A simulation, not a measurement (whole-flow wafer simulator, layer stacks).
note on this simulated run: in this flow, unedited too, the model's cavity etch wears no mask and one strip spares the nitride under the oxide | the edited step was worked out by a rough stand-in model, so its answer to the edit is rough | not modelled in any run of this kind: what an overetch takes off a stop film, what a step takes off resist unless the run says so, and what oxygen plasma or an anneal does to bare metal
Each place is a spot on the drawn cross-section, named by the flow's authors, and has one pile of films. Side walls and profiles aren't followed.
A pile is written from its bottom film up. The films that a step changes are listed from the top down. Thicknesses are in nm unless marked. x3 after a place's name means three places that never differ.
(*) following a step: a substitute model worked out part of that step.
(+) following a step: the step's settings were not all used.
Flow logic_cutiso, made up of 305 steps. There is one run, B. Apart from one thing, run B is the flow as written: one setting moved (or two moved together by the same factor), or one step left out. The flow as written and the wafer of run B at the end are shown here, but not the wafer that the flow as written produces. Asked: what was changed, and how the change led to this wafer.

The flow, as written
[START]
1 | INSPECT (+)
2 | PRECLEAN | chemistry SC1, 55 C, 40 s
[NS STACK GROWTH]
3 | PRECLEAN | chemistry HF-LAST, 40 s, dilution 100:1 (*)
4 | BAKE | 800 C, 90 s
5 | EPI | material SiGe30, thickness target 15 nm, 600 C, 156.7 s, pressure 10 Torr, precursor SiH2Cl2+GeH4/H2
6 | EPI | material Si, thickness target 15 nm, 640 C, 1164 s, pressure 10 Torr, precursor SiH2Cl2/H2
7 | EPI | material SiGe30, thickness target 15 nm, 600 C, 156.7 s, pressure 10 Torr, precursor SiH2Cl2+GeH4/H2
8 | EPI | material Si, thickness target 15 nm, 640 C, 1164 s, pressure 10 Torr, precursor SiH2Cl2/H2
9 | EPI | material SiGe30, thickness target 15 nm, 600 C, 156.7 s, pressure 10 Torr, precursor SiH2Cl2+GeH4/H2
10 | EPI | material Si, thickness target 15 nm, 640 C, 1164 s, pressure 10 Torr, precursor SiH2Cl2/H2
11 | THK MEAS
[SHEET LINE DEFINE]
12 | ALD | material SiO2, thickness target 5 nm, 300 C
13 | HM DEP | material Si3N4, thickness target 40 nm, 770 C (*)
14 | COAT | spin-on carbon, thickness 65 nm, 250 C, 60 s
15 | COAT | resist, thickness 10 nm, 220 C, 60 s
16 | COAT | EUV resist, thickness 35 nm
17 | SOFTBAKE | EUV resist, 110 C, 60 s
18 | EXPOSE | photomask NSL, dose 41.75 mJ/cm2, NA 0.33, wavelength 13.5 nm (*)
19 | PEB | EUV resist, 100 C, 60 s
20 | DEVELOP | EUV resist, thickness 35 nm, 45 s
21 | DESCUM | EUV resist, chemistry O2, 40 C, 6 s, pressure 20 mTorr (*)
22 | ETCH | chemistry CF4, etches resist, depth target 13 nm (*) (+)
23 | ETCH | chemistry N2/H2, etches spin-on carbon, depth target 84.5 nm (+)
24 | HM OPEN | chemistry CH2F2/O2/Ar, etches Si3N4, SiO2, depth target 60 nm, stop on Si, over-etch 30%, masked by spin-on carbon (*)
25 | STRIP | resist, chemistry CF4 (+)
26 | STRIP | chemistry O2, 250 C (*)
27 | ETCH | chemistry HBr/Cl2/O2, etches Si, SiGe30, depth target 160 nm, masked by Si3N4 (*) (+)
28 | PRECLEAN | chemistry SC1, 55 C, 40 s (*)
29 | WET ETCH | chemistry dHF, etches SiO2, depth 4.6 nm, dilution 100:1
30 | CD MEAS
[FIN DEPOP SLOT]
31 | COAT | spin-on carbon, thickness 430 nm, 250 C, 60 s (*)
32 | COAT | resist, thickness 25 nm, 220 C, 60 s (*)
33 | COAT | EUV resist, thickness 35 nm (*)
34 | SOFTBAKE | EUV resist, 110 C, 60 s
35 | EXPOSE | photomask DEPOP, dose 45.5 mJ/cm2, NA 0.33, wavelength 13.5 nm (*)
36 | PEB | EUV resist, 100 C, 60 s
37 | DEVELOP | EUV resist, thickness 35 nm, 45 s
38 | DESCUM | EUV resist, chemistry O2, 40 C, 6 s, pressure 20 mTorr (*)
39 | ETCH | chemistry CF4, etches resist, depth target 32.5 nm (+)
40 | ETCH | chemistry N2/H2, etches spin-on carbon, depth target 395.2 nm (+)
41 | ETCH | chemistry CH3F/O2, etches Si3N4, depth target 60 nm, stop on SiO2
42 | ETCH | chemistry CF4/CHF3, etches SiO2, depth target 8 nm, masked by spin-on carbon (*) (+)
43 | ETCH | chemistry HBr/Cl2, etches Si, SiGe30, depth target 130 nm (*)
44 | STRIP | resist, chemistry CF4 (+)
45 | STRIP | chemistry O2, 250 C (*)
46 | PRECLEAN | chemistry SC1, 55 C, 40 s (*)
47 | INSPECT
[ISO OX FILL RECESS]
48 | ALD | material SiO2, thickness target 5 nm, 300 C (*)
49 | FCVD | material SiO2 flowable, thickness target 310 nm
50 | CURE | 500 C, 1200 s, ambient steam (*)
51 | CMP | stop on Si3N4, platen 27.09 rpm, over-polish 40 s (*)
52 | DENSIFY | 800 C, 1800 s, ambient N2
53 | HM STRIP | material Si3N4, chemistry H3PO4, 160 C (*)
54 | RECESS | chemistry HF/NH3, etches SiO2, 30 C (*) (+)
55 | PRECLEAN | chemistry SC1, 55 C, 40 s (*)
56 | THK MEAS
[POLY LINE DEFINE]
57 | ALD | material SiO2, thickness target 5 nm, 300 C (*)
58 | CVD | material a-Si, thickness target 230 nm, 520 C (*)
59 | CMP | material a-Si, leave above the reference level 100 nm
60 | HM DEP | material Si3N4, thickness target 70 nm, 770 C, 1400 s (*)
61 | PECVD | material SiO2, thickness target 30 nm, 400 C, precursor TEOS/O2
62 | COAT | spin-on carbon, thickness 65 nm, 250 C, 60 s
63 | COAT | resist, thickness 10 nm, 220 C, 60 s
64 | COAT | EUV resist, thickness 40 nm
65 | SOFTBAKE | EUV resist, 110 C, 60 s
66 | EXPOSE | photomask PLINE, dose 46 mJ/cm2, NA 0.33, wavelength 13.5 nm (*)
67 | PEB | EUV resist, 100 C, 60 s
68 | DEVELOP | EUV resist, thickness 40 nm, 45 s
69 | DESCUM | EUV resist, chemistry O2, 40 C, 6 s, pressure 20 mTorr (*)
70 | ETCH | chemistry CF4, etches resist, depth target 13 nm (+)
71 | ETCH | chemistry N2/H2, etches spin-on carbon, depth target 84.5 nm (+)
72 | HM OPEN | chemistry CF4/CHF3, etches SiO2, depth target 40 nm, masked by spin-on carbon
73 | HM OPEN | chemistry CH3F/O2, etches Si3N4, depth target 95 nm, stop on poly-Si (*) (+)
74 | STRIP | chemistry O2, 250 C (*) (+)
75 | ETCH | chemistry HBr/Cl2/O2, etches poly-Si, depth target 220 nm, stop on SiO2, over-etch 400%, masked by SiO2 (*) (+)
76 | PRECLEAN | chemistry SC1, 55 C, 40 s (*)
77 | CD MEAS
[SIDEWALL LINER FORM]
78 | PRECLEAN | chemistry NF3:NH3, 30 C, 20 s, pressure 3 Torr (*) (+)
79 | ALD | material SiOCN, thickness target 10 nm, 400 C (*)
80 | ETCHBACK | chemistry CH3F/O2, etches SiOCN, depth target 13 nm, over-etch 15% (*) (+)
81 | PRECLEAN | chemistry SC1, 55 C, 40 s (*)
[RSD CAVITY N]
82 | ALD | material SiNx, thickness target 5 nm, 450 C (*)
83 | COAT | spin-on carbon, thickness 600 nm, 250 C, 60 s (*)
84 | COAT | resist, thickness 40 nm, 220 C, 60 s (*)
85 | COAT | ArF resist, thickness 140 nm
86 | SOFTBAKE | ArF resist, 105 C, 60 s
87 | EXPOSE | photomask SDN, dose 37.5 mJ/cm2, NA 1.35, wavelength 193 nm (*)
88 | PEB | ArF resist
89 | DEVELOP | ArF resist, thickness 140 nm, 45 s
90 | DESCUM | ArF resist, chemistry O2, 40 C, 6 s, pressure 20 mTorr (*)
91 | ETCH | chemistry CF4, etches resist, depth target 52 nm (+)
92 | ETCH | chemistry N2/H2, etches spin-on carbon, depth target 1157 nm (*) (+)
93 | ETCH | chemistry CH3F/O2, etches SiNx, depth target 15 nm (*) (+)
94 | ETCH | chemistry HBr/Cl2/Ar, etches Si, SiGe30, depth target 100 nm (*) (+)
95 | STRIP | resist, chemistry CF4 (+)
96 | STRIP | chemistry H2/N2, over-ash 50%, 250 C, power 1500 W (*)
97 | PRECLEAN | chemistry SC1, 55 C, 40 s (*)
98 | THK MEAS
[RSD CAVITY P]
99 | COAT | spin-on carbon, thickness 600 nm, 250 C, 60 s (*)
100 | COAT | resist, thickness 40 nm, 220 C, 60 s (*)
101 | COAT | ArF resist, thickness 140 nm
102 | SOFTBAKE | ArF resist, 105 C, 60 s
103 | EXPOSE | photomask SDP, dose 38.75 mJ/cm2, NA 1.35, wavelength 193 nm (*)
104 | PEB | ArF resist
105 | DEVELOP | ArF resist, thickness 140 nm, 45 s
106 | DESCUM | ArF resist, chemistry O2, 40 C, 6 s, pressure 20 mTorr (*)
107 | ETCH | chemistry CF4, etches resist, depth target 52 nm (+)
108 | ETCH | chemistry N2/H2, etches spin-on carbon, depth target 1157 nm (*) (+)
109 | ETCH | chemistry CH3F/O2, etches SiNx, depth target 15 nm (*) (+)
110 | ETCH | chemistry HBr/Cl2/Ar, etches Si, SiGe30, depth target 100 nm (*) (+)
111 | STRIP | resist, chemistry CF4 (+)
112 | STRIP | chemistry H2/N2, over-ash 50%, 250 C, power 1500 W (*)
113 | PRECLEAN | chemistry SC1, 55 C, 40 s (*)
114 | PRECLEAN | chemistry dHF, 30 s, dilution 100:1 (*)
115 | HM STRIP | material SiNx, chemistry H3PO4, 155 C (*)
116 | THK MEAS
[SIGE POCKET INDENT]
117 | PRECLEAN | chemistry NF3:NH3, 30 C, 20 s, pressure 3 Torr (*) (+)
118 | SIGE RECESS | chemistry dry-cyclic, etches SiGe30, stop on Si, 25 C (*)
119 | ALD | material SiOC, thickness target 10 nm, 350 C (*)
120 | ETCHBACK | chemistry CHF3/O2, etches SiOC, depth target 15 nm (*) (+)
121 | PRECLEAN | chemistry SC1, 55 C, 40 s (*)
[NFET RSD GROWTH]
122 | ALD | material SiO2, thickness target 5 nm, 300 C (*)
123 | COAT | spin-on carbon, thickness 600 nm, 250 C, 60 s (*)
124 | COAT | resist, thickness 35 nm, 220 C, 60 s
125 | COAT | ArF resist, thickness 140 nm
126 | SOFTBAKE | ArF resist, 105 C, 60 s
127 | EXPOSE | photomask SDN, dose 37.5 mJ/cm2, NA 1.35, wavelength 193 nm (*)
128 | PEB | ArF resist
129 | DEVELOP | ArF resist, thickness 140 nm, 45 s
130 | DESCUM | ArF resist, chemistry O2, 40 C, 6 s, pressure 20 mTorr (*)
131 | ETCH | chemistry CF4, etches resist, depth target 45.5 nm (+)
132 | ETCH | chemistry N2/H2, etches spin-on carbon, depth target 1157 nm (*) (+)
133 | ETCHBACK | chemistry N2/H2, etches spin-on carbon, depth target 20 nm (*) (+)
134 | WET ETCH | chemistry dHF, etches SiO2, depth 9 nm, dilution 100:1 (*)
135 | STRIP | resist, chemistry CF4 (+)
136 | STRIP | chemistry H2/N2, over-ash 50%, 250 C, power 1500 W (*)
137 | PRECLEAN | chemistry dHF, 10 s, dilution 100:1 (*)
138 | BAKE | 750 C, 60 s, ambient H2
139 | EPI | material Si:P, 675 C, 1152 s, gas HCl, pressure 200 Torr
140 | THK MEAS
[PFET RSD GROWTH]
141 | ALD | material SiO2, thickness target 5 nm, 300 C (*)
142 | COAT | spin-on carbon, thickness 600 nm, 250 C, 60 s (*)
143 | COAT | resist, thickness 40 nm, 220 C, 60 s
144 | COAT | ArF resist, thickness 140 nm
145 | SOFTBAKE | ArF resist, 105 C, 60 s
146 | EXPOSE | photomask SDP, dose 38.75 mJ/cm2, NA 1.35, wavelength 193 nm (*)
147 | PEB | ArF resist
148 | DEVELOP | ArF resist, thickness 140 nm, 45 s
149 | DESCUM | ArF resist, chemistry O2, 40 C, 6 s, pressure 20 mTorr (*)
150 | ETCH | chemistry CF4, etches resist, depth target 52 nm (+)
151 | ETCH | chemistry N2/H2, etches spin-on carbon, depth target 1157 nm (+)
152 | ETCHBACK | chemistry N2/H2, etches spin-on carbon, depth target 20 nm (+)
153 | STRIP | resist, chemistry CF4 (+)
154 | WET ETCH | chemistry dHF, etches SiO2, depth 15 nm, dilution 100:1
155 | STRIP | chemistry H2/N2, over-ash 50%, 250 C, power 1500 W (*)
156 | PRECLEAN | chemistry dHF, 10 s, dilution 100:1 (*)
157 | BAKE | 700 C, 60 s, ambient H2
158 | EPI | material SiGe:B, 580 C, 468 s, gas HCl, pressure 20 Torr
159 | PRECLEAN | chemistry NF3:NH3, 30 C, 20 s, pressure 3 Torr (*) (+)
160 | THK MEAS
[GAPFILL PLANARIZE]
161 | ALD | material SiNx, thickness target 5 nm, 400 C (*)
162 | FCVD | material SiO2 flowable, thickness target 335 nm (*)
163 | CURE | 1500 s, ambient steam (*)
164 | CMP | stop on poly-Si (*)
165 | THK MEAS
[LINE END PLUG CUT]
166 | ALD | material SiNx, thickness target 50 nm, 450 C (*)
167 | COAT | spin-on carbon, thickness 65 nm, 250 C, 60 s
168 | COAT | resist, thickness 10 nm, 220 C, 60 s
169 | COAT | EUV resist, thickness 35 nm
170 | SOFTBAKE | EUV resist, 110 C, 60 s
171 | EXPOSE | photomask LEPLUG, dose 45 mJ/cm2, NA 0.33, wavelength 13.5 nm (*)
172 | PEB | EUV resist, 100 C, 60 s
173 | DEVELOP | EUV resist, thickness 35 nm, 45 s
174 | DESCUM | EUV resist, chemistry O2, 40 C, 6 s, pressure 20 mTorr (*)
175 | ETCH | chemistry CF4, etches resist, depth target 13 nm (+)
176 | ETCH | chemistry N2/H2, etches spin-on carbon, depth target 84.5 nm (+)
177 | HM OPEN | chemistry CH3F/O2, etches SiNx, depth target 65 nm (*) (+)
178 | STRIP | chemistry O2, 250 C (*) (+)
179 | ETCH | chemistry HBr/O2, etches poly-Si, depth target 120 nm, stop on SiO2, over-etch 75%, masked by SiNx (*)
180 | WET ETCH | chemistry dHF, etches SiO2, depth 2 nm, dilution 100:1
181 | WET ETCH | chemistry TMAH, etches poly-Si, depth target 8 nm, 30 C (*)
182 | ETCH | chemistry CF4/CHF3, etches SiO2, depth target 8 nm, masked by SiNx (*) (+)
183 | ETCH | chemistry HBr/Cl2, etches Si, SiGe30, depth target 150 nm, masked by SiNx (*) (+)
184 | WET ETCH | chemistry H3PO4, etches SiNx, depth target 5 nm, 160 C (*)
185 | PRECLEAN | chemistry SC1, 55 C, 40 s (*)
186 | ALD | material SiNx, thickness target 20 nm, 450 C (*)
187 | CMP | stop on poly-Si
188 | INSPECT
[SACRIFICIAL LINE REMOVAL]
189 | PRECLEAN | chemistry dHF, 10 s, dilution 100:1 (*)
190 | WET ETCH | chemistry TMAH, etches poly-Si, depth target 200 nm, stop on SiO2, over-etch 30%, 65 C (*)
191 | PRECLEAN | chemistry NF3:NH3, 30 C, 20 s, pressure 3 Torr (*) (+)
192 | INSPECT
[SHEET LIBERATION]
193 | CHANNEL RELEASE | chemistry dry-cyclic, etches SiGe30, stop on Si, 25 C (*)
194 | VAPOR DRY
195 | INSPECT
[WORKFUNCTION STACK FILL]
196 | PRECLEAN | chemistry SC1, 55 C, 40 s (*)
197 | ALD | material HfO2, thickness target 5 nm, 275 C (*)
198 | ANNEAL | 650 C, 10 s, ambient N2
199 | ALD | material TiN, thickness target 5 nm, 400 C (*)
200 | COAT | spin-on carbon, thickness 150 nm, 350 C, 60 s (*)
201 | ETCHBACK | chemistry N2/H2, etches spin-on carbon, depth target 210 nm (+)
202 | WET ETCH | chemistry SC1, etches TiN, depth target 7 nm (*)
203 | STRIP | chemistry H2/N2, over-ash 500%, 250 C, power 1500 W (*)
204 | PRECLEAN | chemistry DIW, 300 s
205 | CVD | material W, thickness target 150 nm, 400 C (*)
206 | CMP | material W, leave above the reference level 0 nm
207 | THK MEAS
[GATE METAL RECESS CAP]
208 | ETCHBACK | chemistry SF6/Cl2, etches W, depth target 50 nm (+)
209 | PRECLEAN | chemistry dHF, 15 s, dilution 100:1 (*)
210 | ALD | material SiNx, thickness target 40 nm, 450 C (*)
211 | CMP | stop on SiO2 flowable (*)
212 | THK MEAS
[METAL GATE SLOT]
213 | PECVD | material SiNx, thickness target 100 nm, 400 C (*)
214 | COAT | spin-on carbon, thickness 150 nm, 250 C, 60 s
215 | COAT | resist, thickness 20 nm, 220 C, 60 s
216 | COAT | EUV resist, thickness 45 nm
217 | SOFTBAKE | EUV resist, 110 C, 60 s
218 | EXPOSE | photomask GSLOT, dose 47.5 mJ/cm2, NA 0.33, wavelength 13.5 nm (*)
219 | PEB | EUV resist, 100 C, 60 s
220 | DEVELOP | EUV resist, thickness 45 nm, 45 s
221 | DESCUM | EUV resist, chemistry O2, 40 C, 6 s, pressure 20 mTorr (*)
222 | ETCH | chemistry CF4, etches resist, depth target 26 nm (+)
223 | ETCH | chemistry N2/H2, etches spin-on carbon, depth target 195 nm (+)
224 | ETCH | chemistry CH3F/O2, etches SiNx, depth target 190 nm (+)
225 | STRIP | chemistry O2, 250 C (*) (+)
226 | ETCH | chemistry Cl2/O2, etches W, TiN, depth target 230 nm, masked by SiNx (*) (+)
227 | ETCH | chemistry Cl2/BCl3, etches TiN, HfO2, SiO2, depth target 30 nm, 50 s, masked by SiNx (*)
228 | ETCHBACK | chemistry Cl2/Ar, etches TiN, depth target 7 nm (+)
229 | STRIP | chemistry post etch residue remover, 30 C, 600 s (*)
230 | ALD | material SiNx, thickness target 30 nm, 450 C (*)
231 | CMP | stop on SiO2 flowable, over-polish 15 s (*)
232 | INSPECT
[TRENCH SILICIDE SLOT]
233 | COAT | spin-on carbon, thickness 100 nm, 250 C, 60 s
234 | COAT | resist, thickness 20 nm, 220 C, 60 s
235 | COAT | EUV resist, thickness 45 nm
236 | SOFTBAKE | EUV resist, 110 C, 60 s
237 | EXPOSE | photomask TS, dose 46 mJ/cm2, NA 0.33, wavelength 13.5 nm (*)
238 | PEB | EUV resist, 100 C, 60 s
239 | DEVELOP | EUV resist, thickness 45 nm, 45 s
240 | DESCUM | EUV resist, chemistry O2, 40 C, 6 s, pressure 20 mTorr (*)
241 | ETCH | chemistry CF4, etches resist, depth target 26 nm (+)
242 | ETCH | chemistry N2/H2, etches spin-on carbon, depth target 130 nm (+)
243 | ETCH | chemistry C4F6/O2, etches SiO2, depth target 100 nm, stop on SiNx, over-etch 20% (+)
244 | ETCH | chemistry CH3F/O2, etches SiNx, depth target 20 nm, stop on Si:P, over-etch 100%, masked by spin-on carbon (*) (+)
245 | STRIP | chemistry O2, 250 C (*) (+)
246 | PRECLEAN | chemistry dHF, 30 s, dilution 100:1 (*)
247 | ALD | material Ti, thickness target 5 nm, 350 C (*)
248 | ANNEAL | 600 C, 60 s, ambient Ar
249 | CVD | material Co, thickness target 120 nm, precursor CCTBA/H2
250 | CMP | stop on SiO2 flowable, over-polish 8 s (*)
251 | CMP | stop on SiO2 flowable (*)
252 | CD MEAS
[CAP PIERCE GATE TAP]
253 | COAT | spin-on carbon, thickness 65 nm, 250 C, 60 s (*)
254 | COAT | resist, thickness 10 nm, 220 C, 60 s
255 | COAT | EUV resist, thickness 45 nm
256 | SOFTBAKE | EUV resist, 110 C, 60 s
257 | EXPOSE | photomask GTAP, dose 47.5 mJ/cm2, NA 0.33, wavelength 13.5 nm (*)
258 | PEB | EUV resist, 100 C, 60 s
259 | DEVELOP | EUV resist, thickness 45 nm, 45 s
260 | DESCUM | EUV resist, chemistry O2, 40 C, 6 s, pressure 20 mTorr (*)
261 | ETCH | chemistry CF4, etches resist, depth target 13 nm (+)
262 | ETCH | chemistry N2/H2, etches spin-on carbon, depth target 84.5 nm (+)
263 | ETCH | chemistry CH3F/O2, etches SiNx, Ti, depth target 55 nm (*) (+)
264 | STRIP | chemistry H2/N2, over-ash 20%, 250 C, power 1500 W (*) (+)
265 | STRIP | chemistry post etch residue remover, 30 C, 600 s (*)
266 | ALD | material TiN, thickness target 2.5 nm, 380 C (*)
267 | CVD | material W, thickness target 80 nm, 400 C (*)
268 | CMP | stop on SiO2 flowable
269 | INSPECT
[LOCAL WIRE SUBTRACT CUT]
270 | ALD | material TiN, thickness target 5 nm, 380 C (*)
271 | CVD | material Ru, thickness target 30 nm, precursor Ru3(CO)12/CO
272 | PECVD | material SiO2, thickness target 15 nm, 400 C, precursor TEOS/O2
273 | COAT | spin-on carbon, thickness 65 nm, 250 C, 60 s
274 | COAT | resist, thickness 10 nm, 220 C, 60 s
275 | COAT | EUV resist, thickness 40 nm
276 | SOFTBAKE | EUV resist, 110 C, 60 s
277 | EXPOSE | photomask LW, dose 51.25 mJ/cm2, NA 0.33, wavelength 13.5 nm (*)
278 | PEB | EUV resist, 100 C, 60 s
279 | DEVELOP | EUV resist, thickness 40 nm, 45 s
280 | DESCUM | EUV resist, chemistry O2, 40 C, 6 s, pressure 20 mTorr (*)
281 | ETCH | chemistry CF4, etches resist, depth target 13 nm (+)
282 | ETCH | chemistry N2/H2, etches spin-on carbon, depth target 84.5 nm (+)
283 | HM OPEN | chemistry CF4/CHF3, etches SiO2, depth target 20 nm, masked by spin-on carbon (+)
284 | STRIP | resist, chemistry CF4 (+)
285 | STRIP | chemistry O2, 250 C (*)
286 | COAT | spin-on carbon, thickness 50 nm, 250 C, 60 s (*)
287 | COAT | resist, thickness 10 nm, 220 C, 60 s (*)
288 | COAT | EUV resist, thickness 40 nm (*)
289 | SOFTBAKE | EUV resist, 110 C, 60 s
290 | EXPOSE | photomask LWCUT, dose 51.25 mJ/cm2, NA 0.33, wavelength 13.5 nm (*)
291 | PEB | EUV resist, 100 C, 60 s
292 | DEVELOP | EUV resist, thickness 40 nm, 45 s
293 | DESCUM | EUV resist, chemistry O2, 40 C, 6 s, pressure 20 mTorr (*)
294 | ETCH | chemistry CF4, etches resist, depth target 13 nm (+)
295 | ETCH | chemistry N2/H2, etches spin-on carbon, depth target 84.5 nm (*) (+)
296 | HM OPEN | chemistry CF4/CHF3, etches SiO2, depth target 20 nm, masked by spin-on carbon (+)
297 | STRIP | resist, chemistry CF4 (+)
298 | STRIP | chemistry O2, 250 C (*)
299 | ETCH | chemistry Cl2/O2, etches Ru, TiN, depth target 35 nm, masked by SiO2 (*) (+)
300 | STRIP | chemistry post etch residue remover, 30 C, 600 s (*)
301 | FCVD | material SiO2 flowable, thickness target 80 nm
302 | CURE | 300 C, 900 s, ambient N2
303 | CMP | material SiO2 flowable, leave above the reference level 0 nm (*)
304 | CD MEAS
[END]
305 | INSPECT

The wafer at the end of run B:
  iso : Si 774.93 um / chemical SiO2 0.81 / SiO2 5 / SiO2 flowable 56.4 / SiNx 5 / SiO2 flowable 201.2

Cause: step 119, ALD: thickness target 14.5 nm was run, whereas the flow has thickness target 10 nm.

The path from the change to this, step by step:
  119 | ALD | material SiOC, thickness target 10 nm, 350 C (*)
      depop, dpovl, gfld and 14 more: SiOC gains 14.5 (new film) (as written it would have been: SiOC gains 10 (new film))
      lnr, lnrp, lnrt: SiOC gains 14.5 (new film), SiOC gains 16 (new film), cavity loses 16 (all of it), SiOC gains 16 (new film), cavity loses 16 (all of it), SiOC gains 16 (new film), cavity loses 16 (all of it) (as written it would have been: SiOC gains 10 (new film), SiOC gains 16 (new film), cavity loses 16 (all of it), SiOC gains 16 (new film), cavity loses 16 (all of it), SiOC gains 16 (new film), cavity loses 16 (all of it))
      (also at 2 further places)
  120 | ETCHBACK | chemistry CHF3/O2, etches SiOC, depth target 15 nm (*) (+)
      gl, tap: SiOC loses 14.5 (all of it), SiO2 loses 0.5 (as written it would have been: SiOC loses 10 (all of it), SiO2 loses 4.21 (all of it), Si3N4 loses 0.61)
      glp: SiOC loses 14.5 (all of it), SiO2 loses 0.5 (as written it would have been: SiOC loses 10 (all of it), SiO2 loses 4.25 (all of it), Si3N4 loses 0.58)
      (also at 19 further places)
  122 | ALD | material SiO2, thickness target 5 nm, 300 C (*)
      gl, glp, tap: SiO2 gains 5 (as written it would have been: SiO2 gains 5 (new film))
      gxn: SiO2 gains 5 (new film) (as written it would have been: SiO2 gains 6.76 (new film))
      (also at 1 further place)
  132 | ETCH | chemistry N2/H2, etches spin-on carbon, depth target 1157 nm (*) (+)
      gl, tap: spin-on carbon loses 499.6 (all of it), SiO2 loses 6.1 (as written it would have been: spin-on carbon loses 501.7 (all of it), SiO2 loses 5 (all of it), Si3N4 loses 0.5)
      gxn: spin-on carbon loses 498.1 (all of it), SiO2 loses 5 (all of it), SiOC loses 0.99 (all of it), SiO2 loses 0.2 (as written it would have been: spin-on carbon loses 499.4 (all of it), SiO2 loses 6.06)
  133 | ETCHBACK | chemistry N2/H2, etches spin-on carbon, depth target 20 nm (*) (+)
      gl, tap: SiO2 loses 1.11 (as written it would have been: Si3N4 loses 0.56)
      gxn: SiO2 loses 1.11 (as written it would have been: SiO2 loses 0.7 (all of it), Si3N4 loses 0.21)
  134 | WET ETCH | chemistry dHF, etches SiO2, depth 9 nm, dilution 100:1 (*)
      gl, tap: SiO2 loses 1.46 (all of it), Si3N4 loses 0.22 (as written it would have been: Si3N4 loses 0.34)
      gxn: SiO2 loses 2.9 (all of it), Si3N4 loses 0.18 (as written it would have been: Si3N4 loses 0.34)
  141 | ALD | material SiO2, thickness target 5 nm, 300 C (*)
      gxn: SiO2 gains 11.8 (new film) (as written it would have been: SiO2 gains 10.1 (new film))
  153 | STRIP | resist, chemistry CF4 (+)
      glp: SiO2 loses 4.98 (all of it) (as written it would have been: SiO2 loses 1.36 (all of it))
      gxp: SiO2 loses 1.23 (all of it) (as written it would have been: SiO2 loses 3.06 (all of it))
  159 | PRECLEAN | chemistry NF3:NH3, 30 C, 20 s, pressure 3 Torr (*) (+)
      gxp: SiOC loses 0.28 (as written it would have been: Si3N4 loses 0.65)
  164 | CMP | stop on poly-Si (*)
      gxp: SiO2 flowable loses 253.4 (all of it), SiNx loses 5 (all of it), SiOC loses 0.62 (all of it), SiO2 loses 4.25 (all of it), Si3N4 loses 70 (all of it) (as written it would have been: SiO2 flowable loses 256.8 (all of it), SiNx loses 5 (all of it), Si3N4 loses 69.2 (all of it))
      depop, dpovl, isow, ns, nsgap: SiO2 flowable loses 326.8 (all of it), SiNx loses 5 (all of it), SiO2 loses 8.63 (all of it), Si3N4 loses 70 (all of it) (as written it would have been: SiO2 flowable loses 326.8 (all of it), SiNx loses 5 (all of it), SiO2 loses 4.13 (all of it), Si3N4 loses 70 (all of it))
      (also at 10 further places)
